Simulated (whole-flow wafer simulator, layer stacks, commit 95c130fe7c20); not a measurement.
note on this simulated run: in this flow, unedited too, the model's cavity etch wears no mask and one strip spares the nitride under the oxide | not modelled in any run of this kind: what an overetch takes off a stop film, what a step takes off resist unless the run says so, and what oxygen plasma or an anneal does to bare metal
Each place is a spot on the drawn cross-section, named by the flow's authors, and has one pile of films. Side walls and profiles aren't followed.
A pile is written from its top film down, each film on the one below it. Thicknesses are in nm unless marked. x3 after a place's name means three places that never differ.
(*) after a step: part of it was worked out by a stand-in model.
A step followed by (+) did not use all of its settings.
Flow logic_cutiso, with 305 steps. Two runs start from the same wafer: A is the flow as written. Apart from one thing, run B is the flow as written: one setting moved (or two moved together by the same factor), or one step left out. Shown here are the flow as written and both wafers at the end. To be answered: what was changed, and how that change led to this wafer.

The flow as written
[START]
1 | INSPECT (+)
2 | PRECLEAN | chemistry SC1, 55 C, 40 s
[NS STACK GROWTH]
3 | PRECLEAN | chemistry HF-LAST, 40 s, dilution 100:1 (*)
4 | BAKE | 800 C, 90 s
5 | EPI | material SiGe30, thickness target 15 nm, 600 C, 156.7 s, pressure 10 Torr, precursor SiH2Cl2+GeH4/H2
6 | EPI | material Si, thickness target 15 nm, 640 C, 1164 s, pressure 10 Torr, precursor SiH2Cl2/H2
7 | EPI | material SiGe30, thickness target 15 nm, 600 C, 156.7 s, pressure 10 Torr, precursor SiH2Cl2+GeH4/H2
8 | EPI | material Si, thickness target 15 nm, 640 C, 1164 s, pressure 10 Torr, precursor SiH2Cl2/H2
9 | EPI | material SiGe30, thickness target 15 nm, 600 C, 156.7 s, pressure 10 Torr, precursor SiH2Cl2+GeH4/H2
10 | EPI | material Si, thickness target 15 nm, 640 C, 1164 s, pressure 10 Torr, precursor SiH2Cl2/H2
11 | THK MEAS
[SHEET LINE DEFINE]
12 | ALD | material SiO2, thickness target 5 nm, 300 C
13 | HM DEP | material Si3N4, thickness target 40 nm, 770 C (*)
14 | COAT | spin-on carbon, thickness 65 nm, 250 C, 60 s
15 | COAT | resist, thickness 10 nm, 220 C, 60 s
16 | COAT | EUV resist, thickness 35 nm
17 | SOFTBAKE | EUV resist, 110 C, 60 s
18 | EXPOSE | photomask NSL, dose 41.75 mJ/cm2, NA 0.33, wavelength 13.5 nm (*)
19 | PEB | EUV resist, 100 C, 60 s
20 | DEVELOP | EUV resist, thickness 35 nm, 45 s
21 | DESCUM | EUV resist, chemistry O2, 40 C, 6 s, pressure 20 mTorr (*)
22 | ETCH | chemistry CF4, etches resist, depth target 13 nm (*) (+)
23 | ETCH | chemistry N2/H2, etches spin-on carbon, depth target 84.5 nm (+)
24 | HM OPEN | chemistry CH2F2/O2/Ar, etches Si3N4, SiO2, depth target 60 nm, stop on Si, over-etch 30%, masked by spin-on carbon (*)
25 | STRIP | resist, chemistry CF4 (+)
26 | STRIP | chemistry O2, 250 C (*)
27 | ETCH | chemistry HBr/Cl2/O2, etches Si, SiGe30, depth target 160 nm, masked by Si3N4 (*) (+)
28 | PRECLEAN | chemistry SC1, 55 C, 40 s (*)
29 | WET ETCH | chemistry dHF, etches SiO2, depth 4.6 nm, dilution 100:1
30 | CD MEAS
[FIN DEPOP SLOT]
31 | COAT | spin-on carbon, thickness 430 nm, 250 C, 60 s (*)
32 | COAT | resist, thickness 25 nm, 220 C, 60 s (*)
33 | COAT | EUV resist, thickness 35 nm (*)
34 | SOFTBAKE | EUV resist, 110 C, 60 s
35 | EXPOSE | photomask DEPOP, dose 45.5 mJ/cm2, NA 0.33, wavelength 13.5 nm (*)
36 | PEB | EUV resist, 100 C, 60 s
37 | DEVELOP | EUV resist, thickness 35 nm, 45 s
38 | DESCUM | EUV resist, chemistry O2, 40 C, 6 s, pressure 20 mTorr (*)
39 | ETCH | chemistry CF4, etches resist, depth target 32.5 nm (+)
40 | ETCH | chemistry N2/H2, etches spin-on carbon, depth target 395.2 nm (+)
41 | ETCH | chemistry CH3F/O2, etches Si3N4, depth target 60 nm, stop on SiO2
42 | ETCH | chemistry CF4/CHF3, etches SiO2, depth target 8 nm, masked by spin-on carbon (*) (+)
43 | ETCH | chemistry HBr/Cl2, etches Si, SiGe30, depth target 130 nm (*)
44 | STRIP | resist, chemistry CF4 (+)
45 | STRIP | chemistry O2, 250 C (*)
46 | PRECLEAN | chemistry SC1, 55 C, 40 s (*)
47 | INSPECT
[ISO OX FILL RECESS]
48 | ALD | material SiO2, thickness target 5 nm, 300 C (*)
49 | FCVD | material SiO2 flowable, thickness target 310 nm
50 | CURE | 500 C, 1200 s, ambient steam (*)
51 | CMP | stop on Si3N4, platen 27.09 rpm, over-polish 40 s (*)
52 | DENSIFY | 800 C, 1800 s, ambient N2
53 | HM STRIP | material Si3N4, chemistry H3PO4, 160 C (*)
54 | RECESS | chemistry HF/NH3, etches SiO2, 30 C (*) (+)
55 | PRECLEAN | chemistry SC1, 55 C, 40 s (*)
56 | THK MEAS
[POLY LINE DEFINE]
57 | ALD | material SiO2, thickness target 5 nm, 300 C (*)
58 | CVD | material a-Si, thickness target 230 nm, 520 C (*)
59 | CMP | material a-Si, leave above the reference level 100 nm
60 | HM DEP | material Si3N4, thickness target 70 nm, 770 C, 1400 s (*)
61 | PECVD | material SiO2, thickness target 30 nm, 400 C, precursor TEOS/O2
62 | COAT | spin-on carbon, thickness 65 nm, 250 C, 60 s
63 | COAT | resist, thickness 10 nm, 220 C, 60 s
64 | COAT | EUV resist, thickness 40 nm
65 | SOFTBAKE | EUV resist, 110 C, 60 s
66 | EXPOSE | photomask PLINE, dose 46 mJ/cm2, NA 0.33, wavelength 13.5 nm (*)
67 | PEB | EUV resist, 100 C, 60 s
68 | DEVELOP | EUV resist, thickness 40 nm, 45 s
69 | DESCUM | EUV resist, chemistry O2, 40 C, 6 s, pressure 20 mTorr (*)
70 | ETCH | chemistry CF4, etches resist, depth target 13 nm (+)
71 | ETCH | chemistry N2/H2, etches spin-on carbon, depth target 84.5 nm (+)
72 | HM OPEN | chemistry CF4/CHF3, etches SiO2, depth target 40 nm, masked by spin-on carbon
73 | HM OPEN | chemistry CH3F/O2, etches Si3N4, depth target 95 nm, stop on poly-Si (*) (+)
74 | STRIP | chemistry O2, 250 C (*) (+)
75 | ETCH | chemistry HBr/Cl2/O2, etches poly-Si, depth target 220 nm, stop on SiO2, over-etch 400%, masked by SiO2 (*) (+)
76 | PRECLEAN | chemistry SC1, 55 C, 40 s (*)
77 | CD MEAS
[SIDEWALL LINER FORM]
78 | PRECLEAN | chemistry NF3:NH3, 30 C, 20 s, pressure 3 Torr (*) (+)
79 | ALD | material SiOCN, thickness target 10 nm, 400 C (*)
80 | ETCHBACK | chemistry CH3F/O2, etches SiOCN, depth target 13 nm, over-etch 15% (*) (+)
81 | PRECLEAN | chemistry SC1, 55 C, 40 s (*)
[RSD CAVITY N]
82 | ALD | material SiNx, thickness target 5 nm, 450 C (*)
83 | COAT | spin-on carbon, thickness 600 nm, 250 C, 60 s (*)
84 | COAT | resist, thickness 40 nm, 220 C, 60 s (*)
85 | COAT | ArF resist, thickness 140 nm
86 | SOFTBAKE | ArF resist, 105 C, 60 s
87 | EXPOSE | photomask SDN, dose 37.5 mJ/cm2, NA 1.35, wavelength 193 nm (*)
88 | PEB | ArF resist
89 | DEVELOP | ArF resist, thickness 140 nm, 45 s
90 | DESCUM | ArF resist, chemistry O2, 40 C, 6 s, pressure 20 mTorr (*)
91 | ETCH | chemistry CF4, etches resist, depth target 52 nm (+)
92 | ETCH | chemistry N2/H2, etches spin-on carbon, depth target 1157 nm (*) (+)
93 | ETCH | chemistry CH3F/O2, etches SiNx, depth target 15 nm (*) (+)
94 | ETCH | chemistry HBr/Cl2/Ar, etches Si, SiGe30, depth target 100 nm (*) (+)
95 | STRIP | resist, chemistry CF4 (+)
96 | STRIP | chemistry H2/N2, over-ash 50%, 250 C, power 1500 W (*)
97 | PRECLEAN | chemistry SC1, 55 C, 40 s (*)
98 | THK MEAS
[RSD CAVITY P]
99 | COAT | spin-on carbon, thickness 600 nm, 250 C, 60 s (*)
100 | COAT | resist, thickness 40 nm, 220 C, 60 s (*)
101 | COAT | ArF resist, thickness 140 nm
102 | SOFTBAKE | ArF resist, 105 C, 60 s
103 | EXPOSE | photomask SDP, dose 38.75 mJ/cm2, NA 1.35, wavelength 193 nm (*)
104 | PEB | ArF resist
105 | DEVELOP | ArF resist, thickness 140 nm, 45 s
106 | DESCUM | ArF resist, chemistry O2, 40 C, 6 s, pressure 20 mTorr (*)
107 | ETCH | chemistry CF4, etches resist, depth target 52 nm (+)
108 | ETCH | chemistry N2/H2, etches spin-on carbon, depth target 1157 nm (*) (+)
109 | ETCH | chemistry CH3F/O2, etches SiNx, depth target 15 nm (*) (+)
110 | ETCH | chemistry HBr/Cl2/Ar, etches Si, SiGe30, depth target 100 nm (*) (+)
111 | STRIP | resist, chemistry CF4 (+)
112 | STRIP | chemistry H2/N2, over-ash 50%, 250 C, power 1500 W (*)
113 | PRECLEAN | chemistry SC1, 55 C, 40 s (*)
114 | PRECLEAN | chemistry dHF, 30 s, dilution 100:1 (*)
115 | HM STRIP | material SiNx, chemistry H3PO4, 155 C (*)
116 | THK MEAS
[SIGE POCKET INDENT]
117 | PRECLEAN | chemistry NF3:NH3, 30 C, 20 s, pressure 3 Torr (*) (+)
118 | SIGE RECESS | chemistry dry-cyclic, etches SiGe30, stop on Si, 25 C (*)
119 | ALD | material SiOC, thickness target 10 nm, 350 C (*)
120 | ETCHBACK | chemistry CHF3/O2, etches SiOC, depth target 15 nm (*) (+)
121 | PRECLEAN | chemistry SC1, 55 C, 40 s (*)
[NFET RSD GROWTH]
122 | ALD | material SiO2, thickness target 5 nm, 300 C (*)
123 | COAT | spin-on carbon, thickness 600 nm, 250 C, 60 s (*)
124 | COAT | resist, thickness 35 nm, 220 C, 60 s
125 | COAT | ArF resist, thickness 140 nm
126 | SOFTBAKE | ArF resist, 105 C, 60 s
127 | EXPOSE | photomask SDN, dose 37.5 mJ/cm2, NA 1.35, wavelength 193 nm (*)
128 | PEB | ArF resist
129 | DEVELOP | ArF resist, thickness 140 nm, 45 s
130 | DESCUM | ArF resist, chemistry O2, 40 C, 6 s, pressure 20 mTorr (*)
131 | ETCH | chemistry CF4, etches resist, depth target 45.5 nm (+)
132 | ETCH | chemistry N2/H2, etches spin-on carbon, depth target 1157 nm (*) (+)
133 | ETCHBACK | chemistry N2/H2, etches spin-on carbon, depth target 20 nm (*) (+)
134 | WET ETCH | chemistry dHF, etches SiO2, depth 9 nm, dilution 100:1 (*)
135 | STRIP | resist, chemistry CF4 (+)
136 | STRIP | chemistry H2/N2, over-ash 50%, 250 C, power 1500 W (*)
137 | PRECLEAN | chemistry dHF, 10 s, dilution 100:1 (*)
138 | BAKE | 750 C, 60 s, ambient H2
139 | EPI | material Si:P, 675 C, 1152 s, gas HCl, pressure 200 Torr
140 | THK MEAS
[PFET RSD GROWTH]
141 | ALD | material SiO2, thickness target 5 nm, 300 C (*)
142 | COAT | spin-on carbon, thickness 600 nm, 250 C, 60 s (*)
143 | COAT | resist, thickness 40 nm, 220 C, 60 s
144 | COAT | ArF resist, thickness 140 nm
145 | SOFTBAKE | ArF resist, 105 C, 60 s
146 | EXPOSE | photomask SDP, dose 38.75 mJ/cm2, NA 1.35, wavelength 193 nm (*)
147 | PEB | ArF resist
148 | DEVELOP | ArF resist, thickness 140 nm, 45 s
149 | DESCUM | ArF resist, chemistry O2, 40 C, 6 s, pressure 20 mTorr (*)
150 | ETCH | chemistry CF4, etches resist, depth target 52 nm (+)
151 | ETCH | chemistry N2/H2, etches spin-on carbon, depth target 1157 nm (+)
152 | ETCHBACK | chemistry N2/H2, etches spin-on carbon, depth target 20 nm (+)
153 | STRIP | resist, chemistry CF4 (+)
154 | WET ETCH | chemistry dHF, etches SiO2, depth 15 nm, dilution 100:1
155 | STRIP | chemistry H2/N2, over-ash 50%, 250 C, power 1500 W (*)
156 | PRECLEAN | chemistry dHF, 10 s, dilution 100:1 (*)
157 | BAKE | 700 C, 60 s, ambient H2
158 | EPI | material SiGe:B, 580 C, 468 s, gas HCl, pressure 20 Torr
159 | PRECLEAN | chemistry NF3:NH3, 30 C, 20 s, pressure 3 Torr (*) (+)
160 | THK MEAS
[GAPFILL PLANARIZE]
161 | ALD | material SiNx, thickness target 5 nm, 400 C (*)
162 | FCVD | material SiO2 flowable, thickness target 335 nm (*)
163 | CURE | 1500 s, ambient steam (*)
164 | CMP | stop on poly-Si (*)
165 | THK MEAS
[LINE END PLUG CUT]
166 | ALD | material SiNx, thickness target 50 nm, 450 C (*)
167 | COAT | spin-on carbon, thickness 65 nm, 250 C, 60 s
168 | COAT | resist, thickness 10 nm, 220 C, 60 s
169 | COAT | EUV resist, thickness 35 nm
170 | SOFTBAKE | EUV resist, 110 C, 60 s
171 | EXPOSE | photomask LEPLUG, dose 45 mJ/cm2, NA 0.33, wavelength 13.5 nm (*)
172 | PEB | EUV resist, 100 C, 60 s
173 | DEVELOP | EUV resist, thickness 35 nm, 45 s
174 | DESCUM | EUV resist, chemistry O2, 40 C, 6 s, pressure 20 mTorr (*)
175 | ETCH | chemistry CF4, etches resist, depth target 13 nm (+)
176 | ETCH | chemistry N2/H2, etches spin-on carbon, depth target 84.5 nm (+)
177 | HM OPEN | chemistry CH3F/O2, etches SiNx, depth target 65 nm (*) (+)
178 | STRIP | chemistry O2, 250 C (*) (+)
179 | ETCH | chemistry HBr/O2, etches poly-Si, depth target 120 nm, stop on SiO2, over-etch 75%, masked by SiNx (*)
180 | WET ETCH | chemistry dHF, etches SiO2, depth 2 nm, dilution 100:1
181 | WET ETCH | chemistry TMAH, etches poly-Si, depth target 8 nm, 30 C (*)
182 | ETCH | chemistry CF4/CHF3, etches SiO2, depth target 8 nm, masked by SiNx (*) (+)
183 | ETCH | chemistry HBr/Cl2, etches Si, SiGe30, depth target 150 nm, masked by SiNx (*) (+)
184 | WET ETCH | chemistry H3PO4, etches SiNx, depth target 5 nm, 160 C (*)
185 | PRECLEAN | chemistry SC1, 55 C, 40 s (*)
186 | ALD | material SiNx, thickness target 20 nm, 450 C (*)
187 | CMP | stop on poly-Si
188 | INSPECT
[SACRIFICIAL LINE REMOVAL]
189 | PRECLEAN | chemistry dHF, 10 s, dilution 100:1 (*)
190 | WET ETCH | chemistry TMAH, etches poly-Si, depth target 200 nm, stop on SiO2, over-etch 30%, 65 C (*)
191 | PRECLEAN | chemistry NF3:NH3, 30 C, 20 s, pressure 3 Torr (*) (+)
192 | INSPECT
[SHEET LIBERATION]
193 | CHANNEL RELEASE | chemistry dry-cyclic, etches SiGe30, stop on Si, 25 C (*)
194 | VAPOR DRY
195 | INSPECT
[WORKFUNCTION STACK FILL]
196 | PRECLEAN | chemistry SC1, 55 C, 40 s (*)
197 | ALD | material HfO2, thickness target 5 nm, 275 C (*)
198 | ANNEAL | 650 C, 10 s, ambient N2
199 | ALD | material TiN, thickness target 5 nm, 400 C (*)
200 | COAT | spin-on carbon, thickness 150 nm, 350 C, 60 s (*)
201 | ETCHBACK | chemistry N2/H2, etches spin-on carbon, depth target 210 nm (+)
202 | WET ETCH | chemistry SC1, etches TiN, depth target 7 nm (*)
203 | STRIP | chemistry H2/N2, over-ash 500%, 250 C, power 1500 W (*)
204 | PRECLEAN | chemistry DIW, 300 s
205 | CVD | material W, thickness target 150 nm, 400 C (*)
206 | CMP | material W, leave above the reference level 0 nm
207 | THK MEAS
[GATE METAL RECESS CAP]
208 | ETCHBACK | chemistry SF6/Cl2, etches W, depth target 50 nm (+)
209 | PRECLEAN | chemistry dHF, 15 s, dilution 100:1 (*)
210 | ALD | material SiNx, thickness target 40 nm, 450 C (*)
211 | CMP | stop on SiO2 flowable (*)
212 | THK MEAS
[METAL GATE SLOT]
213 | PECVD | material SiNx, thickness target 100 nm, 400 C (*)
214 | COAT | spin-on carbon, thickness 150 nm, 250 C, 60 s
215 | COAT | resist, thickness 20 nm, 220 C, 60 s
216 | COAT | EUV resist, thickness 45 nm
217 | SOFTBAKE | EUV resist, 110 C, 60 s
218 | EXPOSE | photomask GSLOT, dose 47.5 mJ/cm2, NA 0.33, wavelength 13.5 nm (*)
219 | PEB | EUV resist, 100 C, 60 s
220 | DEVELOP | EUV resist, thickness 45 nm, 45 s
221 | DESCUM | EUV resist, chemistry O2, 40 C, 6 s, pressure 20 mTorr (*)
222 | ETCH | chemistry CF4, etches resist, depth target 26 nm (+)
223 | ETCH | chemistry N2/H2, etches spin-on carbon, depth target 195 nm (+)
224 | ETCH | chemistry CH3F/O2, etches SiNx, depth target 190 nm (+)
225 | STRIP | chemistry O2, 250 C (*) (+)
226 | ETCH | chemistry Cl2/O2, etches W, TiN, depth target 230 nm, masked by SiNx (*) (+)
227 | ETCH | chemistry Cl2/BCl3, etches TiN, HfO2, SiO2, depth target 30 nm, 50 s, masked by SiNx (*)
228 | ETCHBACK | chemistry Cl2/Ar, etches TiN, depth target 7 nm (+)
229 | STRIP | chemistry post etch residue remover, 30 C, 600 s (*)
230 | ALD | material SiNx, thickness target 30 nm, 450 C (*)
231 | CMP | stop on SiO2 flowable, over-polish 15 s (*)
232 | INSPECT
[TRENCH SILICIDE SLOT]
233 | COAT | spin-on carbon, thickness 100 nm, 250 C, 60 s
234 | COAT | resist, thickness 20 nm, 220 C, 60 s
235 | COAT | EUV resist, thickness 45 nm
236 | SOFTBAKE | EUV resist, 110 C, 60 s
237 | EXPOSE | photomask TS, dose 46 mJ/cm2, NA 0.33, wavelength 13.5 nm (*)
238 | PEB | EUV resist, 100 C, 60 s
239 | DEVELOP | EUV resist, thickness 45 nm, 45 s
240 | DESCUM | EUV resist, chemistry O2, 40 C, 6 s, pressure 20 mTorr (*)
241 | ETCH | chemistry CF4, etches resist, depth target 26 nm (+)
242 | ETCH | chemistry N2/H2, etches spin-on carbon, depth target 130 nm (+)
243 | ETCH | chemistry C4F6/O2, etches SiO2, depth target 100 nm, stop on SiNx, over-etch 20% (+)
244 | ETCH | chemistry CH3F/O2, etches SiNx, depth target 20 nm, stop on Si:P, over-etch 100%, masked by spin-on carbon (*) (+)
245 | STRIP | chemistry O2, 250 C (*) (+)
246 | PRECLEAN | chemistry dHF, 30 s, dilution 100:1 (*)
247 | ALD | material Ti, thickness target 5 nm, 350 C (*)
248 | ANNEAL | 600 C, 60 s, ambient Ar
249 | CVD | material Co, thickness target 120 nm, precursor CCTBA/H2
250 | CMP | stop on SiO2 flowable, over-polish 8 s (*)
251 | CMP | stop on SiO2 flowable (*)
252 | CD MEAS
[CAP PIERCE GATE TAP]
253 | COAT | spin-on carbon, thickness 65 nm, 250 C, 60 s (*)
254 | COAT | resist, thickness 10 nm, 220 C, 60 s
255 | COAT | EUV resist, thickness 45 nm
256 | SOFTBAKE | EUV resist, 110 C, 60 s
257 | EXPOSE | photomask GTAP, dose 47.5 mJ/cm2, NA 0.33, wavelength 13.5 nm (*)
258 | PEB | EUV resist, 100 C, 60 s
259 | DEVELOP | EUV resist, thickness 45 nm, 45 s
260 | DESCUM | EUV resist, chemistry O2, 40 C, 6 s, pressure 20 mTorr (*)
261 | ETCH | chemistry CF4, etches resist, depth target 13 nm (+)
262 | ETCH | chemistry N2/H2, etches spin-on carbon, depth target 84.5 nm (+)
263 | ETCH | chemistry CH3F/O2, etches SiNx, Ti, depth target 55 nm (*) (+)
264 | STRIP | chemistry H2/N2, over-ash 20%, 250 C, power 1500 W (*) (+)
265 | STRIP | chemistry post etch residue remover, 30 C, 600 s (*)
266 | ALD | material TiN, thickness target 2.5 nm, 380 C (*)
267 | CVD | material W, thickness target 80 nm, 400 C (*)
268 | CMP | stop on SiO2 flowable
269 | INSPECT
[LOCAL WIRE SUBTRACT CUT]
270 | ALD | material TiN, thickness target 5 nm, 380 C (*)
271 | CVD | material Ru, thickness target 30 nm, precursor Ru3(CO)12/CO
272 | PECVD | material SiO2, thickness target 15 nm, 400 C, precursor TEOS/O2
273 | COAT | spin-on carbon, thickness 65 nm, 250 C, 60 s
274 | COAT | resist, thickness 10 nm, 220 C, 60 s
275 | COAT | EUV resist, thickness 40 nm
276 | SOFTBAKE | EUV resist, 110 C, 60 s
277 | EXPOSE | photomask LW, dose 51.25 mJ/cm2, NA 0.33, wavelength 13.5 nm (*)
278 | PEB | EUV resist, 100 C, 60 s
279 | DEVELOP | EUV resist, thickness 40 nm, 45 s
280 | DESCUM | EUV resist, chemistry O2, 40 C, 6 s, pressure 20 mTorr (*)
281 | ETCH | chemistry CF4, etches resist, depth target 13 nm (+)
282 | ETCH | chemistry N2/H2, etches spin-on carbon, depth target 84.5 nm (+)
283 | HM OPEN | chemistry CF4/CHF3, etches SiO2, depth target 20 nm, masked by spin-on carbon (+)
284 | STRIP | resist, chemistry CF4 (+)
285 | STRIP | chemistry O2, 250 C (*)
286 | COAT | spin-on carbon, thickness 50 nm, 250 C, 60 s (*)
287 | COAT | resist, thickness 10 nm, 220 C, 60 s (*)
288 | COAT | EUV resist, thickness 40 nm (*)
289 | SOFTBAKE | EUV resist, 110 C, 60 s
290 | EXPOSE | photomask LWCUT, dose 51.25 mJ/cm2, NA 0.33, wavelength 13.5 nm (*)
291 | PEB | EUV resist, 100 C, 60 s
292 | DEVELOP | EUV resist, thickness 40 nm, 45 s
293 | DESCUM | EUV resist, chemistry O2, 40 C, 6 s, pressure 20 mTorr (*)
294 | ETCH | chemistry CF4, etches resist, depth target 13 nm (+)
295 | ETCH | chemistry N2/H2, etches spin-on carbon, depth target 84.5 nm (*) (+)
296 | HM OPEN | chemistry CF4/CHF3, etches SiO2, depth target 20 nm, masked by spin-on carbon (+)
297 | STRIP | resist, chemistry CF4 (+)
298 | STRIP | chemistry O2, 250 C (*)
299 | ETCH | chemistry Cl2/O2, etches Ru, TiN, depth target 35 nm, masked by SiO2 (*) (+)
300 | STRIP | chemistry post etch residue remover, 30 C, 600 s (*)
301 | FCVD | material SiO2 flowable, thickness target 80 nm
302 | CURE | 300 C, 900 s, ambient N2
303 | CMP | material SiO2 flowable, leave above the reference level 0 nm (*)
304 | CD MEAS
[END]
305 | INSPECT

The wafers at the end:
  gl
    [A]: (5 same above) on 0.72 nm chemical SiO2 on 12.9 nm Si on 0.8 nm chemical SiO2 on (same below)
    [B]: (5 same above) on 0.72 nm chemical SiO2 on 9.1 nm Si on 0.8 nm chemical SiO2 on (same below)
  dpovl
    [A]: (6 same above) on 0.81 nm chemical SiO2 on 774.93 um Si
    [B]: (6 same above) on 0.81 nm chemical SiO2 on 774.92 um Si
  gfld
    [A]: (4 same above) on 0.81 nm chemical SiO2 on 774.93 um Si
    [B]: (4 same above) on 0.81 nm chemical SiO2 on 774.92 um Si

The reason: step 10, EPI: 873.3 s was run, though the flow has 1164 s.

How this came from the change, step by step:
  10 | EPI | material Si, thickness target 15 nm, 640 C, 1164 s, pressure 10 Torr, precursor SiH2Cl2/H2
      depop, dpovl, gfld and 19 more: A Si gains 15 (new film) | B Si gains 11.3 (new film)
  27 | ETCH | chemistry HBr/Cl2/O2, etches Si, SiGe30, depth target 160 nm, masked by Si3N4 (*) (+)
      gfld, gxf, iso, lnri: A chemical SiO2 loses 0.79 (all of it), Si loses 11.4 (all of it), SiGe30 loses 15 (all of it), Si loses 15 (all of it), SiGe30 loses 15 (all of it), Si loses 15 (all of it), SiGe30 loses 15 (all of it), Si loses 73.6 | B chemical SiO2 loses 0.79 (all of it), Si loses 7.6 (all of it), SiGe30 loses 15 (all of it), Si loses 15 (all of it), SiGe30 loses 15 (all of it), Si loses 15 (all of it), SiGe30 loses 15 (all of it), Si loses 77.4
      dpovl, nsgap: A chemical SiO2 loses 0.79 (all of it), Si loses 11.8 (all of it), SiGe30 loses 15 (all of it), Si loses 15 (all of it), SiGe30 loses 15 (all of it), Si loses 15 (all of it), SiGe30 loses 15 (all of it), Si loses 73.2 | B chemical SiO2 loses 0.79 (all of it), Si loses 8 (all of it), SiGe30 loses 15 (all of it), Si loses 15 (all of it), SiGe30 loses 15 (all of it), Si loses 15 (all of it), SiGe30 loses 15 (all of it), Si loses 77
      (also at 1 further place)
  43 | ETCH | chemistry HBr/Cl2, etches Si, SiGe30, depth target 130 nm (*)
      depop: A Si loses 14 (all of it), SiGe30 loses 15 (all of it), Si loses 15 (all of it), SiGe30 loses 15 (all of it), Si loses 15 (all of it), SiGe30 loses 15 (all of it), Si loses 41 | B Si loses 10.3 (all of it), SiGe30 loses 15 (all of it), Si loses 15 (all of it), SiGe30 loses 15 (all of it), Si loses 15 (all of it), SiGe30 loses 15 (all of it), Si loses 44.7
  94 | ETCH | chemistry HBr/Cl2/Ar, etches Si, SiGe30, depth target 100 nm (*) (+)
      rsdn, rsdx: A chemical SiO2 loses 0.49 (all of it), Si loses 12.8 (all of it), SiGe30 loses 15 (all of it), Si loses 15 (all of it), SiGe30 loses 15 (all of it), Si loses 15 (all of it), SiGe30 loses 15 (all of it), Si loses 12.2 | B chemical SiO2 loses 0.49 (all of it), Si loses 9.07 (all of it), SiGe30 loses 15 (all of it), Si loses 15 (all of it), SiGe30 loses 15 (all of it), Si loses 15 (all of it), SiGe30 loses 15 (all of it), Si loses 15.9
  110 | ETCH | chemistry HBr/Cl2/Ar, etches Si, SiGe30, depth target 100 nm (*) (+)
      rsdp, rsdw: A chemical SiO2 loses 0.49 (all of it), Si loses 12.8 (all of it), SiGe30 loses 15 (all of it), Si loses 15 (all of it), SiGe30 loses 15 (all of it), Si loses 15 (all of it), SiGe30 loses 15 (all of it), Si loses 12.2 | B chemical SiO2 loses 0.49 (all of it), Si loses 9.07 (all of it), SiGe30 loses 15 (all of it), Si loses 15 (all of it), SiGe30 loses 15 (all of it), Si loses 15 (all of it), SiGe30 loses 15 (all of it), Si loses 15.9
  183 | ETCH | chemistry HBr/Cl2, etches Si, SiGe30, depth target 150 nm, masked by SiNx (*) (+)
      plug: A Si loses 13.6 (all of it), SiGe30 loses 15 (all of it), Si loses 15 (all of it), SiGe30 loses 15 (all of it), Si loses 15 (all of it), SiGe30 loses 15 (all of it), Si loses 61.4 | B Si loses 9.8 (all of it), SiGe30 loses 15 (all of it), Si loses 15 (all of it), SiGe30 loses 15 (all of it), Si loses 15 (all of it), SiGe30 loses 15 (all of it), Si loses 65.2
